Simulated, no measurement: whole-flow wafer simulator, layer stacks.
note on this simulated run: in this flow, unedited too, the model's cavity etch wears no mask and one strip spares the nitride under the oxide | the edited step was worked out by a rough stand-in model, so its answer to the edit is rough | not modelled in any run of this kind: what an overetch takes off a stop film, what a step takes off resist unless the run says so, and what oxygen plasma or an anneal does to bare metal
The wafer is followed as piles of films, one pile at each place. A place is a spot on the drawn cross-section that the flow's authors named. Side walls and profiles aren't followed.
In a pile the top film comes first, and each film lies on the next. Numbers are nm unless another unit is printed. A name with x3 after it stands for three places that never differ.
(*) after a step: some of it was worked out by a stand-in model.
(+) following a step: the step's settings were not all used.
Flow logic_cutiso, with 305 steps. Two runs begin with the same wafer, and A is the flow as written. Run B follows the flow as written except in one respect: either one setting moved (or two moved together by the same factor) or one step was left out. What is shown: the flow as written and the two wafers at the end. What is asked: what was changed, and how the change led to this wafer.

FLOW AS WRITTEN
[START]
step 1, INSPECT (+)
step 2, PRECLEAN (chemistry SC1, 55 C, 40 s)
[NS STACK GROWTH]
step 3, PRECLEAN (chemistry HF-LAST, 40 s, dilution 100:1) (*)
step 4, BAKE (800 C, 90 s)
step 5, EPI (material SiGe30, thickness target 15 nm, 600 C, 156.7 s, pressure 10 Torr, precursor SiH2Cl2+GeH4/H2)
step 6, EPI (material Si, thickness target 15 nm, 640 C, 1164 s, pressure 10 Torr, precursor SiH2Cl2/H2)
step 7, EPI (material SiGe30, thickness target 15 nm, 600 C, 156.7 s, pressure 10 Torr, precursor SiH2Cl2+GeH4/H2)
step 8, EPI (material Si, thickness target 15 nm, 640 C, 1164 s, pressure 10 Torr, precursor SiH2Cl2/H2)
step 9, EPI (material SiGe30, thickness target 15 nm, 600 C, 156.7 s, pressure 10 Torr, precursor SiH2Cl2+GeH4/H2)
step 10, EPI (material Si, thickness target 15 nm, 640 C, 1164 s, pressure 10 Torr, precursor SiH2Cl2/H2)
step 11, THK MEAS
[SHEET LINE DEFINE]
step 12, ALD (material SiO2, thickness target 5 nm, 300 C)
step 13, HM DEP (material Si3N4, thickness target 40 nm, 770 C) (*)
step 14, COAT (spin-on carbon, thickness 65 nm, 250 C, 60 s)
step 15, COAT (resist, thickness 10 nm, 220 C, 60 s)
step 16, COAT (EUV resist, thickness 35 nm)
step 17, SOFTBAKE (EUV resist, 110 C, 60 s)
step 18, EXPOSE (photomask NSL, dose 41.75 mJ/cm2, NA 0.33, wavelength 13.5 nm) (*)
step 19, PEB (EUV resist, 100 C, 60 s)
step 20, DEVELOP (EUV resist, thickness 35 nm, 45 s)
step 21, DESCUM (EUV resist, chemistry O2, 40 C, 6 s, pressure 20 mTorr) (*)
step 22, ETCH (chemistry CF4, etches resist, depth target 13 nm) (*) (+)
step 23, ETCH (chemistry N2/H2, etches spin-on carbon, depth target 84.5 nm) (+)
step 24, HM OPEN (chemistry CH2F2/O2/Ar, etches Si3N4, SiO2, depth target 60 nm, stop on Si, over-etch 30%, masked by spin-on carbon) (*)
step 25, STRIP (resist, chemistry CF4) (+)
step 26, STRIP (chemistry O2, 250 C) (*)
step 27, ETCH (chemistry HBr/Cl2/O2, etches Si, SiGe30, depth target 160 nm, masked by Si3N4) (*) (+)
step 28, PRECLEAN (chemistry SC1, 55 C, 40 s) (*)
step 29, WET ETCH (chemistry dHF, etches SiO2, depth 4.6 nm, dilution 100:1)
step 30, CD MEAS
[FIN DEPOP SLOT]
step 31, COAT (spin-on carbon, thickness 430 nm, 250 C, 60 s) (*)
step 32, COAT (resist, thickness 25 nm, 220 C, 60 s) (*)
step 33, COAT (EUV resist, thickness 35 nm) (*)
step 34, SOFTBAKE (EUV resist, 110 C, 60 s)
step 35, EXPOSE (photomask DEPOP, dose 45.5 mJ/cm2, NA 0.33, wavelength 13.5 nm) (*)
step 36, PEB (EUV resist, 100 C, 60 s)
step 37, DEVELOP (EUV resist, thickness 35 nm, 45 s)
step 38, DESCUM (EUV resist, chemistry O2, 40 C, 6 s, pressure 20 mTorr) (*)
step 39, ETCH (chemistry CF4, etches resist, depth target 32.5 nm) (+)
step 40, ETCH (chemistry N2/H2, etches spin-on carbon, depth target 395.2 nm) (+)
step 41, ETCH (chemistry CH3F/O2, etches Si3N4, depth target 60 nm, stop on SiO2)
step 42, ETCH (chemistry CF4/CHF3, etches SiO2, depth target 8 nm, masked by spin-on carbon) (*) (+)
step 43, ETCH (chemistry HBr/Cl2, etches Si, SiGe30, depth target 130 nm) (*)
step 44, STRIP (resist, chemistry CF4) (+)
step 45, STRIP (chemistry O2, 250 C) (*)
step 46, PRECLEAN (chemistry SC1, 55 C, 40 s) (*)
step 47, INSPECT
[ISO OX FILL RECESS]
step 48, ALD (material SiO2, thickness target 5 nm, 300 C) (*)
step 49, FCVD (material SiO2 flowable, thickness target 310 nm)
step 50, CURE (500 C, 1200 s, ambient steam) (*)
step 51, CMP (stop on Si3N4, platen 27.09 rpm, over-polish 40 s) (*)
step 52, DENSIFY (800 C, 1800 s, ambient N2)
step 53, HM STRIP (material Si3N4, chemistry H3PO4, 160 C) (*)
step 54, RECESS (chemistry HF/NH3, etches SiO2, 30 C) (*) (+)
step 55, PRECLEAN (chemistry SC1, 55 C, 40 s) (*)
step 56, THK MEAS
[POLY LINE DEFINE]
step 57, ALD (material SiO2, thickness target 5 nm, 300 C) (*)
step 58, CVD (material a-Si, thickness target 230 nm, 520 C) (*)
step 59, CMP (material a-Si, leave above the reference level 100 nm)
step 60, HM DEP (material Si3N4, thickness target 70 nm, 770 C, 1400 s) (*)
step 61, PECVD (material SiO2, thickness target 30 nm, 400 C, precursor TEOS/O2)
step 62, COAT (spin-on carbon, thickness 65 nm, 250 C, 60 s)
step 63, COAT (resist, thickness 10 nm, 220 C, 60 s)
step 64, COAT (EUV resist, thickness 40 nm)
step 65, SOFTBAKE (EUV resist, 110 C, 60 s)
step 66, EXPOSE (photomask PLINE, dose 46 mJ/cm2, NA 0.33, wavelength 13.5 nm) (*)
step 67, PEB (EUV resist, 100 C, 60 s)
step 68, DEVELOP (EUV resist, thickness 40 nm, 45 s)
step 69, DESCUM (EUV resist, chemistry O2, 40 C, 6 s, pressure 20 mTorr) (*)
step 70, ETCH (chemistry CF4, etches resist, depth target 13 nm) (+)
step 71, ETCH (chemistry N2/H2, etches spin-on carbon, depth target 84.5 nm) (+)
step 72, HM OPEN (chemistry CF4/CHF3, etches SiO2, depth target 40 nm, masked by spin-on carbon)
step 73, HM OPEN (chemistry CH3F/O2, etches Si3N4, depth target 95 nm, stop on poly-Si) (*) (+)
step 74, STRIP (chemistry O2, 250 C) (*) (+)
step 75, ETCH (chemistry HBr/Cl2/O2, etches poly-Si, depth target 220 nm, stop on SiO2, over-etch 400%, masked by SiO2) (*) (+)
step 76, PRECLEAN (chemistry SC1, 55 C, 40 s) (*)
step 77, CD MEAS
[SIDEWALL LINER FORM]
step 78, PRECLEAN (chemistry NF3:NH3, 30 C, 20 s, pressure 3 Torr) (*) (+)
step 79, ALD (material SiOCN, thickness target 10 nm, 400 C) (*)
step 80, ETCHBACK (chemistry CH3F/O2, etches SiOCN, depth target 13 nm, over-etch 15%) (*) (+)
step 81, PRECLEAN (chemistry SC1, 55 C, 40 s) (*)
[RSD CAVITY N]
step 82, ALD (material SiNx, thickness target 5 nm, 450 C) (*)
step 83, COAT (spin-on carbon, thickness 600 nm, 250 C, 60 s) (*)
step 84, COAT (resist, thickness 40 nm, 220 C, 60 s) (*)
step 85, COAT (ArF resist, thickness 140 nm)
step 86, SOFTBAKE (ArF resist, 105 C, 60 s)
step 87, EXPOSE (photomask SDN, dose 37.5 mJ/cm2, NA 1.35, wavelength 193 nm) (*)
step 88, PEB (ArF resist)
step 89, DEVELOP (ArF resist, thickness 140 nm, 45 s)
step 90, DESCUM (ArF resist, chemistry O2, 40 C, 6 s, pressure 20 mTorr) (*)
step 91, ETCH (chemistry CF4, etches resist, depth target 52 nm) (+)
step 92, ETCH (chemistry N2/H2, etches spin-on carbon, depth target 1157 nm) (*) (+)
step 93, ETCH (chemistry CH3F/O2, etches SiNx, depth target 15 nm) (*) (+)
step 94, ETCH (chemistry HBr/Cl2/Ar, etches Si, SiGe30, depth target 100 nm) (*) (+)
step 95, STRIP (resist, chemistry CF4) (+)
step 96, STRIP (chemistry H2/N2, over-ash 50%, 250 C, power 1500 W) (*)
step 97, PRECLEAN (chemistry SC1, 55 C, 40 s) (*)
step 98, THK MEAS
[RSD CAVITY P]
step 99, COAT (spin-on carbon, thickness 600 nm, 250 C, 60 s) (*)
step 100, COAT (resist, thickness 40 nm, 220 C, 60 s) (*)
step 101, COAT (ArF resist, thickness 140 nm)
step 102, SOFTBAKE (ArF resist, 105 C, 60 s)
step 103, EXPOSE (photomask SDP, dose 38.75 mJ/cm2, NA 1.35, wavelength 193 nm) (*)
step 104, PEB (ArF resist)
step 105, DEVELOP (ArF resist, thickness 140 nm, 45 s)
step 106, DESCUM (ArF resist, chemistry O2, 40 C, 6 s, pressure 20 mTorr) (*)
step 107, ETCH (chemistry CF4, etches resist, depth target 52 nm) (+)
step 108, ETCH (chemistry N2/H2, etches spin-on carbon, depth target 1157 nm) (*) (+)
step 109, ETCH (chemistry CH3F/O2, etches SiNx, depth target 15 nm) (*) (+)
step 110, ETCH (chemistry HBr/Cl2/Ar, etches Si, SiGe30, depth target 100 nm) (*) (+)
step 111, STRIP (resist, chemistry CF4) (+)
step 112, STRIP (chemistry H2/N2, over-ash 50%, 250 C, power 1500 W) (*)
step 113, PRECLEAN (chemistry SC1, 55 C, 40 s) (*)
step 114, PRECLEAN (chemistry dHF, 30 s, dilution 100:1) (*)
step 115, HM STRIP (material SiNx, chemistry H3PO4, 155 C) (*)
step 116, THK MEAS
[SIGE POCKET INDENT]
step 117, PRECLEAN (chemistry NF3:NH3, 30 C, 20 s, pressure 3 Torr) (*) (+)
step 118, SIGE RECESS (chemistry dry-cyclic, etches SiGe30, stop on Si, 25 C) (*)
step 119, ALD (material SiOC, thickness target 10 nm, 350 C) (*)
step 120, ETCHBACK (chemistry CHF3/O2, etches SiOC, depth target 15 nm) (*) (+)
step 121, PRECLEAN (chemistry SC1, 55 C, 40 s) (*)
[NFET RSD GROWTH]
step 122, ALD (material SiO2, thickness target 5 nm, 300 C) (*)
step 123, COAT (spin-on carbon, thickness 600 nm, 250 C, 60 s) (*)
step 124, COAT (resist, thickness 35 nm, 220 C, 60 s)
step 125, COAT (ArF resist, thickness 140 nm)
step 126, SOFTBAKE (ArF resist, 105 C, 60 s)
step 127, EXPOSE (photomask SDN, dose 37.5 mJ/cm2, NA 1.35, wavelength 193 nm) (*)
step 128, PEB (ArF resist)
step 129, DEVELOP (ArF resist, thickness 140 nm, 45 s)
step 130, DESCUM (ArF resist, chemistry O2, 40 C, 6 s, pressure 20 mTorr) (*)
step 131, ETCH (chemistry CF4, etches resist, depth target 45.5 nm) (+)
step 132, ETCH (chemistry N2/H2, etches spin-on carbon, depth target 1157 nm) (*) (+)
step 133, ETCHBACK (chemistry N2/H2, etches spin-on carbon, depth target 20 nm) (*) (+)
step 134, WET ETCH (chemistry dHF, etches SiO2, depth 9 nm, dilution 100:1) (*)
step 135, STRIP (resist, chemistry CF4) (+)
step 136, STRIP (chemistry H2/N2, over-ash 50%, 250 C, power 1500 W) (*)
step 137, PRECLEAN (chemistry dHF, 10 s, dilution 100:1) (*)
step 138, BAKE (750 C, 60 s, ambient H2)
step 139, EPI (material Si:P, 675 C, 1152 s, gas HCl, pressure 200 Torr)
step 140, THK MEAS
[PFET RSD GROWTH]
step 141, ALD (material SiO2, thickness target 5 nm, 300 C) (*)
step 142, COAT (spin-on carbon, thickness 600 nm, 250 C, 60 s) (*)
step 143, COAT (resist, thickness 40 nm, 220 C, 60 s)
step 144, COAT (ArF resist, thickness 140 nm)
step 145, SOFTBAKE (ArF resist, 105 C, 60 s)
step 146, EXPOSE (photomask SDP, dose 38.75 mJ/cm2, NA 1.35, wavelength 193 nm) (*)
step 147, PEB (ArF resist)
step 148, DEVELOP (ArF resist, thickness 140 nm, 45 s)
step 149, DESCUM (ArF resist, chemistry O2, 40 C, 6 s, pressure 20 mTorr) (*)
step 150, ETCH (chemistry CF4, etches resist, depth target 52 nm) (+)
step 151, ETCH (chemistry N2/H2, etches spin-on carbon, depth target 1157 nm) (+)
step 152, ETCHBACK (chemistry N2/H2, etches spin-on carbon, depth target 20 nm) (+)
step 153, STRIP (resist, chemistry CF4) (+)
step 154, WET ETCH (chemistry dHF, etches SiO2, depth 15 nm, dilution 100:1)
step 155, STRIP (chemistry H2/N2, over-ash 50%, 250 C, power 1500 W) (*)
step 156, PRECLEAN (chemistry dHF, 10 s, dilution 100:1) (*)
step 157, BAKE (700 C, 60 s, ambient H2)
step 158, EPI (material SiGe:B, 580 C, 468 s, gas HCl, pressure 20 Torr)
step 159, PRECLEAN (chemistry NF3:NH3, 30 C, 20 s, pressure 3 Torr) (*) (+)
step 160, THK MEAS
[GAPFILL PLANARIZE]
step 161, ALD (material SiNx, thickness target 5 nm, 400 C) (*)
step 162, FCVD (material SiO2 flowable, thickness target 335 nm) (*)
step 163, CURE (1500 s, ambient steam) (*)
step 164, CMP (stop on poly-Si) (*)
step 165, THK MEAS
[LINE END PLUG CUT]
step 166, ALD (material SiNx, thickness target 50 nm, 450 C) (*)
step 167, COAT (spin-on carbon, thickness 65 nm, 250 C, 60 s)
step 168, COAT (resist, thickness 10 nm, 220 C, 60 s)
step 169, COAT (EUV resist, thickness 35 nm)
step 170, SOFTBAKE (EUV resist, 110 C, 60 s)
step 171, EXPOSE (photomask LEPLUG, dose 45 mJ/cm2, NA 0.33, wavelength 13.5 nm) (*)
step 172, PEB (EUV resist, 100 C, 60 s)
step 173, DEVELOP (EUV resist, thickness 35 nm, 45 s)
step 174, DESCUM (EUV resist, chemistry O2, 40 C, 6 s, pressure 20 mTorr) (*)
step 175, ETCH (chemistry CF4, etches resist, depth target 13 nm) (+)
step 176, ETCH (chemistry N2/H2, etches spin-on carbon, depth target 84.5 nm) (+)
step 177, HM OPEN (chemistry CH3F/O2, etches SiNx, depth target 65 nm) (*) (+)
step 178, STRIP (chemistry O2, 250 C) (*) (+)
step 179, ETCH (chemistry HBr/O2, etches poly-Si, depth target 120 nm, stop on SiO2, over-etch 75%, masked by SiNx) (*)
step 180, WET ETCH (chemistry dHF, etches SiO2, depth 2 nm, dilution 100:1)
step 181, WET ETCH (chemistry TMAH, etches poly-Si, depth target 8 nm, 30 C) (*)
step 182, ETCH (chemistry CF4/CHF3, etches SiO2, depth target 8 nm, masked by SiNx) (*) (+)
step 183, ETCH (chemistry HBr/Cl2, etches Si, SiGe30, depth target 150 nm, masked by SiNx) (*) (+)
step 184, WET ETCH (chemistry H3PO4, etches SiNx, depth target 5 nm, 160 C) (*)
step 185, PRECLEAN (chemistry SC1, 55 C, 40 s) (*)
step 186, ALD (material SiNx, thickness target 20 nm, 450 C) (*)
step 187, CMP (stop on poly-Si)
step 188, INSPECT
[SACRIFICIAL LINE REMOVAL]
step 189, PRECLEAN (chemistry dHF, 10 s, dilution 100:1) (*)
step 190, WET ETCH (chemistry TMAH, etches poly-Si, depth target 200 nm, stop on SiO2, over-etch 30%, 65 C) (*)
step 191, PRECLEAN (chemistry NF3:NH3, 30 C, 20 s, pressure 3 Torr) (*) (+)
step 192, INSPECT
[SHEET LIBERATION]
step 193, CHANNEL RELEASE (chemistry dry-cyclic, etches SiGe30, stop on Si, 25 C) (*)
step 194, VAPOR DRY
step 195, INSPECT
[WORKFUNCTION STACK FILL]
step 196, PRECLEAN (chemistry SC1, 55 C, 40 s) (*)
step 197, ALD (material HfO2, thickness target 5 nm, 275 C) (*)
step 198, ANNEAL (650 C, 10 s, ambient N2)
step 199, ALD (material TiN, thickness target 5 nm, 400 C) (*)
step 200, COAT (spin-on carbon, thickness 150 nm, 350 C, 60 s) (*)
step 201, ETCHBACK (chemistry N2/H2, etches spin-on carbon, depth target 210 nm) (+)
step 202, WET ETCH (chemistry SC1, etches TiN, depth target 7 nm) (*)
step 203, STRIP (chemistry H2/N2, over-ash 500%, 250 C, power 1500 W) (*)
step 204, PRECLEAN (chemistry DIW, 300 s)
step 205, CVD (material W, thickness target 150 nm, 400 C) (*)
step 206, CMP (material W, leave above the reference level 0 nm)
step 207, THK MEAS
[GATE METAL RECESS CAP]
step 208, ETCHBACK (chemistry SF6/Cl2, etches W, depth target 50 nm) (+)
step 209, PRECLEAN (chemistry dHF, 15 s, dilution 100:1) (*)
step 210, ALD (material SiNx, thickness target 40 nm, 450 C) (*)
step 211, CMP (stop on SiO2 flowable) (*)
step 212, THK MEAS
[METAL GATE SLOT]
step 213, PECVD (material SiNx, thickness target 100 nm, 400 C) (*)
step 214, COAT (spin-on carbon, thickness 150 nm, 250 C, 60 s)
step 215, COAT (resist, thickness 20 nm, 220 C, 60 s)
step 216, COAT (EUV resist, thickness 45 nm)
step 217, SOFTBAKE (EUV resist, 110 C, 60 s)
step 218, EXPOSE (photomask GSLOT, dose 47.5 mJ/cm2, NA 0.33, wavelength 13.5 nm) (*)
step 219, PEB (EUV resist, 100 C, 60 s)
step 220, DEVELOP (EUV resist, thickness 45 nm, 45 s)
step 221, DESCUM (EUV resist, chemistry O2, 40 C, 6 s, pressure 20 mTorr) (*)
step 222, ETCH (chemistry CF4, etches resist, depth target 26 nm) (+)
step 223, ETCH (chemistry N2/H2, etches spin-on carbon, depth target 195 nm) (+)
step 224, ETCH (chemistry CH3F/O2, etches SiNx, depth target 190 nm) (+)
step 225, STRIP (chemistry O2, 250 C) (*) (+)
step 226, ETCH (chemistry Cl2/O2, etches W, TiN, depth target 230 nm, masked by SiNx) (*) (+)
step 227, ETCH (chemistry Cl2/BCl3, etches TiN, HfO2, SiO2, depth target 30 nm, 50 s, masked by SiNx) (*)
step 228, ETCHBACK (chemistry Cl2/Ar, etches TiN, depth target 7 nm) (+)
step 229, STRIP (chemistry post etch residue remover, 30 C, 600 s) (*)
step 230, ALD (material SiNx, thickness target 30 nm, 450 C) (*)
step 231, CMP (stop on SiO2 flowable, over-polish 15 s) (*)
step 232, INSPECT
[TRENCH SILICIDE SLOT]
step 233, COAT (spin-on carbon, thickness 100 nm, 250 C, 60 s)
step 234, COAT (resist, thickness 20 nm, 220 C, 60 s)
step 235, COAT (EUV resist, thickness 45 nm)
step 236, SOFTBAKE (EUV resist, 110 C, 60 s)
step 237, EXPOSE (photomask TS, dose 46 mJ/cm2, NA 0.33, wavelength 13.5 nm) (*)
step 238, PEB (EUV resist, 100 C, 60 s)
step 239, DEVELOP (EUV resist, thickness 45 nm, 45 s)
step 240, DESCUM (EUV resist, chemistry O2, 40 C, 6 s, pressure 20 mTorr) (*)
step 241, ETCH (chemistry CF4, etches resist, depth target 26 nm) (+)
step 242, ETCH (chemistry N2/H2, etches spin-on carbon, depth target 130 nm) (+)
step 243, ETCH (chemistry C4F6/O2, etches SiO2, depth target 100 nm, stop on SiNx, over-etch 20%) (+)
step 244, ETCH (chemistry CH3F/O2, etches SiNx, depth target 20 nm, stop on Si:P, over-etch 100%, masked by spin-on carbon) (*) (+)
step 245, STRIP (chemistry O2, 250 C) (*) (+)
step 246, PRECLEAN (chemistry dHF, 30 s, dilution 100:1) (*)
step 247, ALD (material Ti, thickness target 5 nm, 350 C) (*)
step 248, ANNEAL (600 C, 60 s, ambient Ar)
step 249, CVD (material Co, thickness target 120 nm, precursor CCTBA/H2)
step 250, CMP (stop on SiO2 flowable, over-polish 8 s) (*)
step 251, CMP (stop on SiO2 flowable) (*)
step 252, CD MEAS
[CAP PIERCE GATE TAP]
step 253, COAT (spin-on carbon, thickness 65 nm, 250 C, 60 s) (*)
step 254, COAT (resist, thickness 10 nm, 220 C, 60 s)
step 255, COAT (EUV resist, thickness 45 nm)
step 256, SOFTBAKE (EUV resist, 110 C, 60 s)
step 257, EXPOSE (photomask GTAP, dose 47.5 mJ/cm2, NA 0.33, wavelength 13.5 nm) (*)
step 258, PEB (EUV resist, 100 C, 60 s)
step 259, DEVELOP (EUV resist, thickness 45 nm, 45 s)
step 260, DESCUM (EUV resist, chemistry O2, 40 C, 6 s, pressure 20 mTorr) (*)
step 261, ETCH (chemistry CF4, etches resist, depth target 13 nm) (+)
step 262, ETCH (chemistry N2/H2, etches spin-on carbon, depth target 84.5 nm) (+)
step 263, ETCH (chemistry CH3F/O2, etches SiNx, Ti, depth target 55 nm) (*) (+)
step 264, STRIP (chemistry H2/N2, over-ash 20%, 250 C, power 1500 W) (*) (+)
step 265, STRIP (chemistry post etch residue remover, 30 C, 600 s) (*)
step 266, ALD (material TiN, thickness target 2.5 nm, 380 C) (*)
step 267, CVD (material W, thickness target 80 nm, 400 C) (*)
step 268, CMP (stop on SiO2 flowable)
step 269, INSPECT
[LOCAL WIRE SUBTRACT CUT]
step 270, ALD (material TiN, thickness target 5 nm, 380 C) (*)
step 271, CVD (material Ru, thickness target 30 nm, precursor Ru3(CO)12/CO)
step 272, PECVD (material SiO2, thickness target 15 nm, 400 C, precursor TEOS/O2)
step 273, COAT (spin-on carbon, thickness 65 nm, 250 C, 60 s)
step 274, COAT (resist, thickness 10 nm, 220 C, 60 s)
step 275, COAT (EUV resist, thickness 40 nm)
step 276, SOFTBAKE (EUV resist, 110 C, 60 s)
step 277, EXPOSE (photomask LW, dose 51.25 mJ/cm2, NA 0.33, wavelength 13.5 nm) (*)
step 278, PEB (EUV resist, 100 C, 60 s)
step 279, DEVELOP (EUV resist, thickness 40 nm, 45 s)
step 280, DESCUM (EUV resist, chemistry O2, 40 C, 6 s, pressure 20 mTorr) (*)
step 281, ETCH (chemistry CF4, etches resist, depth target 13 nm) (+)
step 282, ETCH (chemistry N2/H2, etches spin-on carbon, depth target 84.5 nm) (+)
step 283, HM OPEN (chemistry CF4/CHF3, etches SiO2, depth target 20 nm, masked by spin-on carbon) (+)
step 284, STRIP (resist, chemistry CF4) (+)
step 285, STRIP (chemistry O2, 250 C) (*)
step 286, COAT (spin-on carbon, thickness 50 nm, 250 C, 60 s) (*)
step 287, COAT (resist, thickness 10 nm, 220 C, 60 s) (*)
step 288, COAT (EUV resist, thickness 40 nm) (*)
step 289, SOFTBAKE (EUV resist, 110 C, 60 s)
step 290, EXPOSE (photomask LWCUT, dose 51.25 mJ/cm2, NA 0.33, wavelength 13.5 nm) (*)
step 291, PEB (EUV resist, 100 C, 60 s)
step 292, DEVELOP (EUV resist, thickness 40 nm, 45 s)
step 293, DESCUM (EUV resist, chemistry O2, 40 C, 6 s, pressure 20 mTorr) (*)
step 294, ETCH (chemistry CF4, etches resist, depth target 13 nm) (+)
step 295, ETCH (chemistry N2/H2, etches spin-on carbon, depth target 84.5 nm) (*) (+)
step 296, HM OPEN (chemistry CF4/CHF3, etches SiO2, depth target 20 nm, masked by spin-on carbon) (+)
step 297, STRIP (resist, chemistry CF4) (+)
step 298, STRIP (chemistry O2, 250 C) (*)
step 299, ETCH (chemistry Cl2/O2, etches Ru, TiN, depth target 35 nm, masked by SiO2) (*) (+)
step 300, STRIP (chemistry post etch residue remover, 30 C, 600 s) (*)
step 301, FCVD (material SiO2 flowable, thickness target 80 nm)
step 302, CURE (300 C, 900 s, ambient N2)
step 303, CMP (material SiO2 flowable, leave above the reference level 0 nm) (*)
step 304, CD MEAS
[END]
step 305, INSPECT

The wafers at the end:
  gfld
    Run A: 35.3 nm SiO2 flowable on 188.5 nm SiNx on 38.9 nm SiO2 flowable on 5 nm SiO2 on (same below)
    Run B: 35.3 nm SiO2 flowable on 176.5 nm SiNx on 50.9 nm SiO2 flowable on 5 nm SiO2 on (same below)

Cause: step 227, ETCH: depth target 18 nm was run, though the flow has depth target 30 nm; step 227, ETCH: 30 s was run, where the flow has 50 s.

How this came from the change, step by step:
  step 227, ETCH (chemistry Cl2/BCl3, etches TiN, HfO2, SiO2, depth target 30 nm, 50 s, masked by SiNx) (*)
      depop, dpovl, gl and 18 more: A SiNx loses 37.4 | B SiNx loses 22.5
      gfld: A HfO2 loses 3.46 (all of it), SiO2 flowable loses 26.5 | B HfO2 loses 3.46 (all of it), SiO2 flowable loses 14.5
  step 231, CMP (stop on SiO2 flowable, over-polish 15 s) (*)
      depop, dpovl, gfld and 10 more: A SiNx loses 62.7 | B SiNx loses 77.7
      lnr, lnri, lnrp, lnrt: A SiNx loses 61 (all of it), SiOCN loses 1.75 | B SiNx loses 75.9 (all of it), SiOCN loses 1.75
      (and at 5 other places as well)
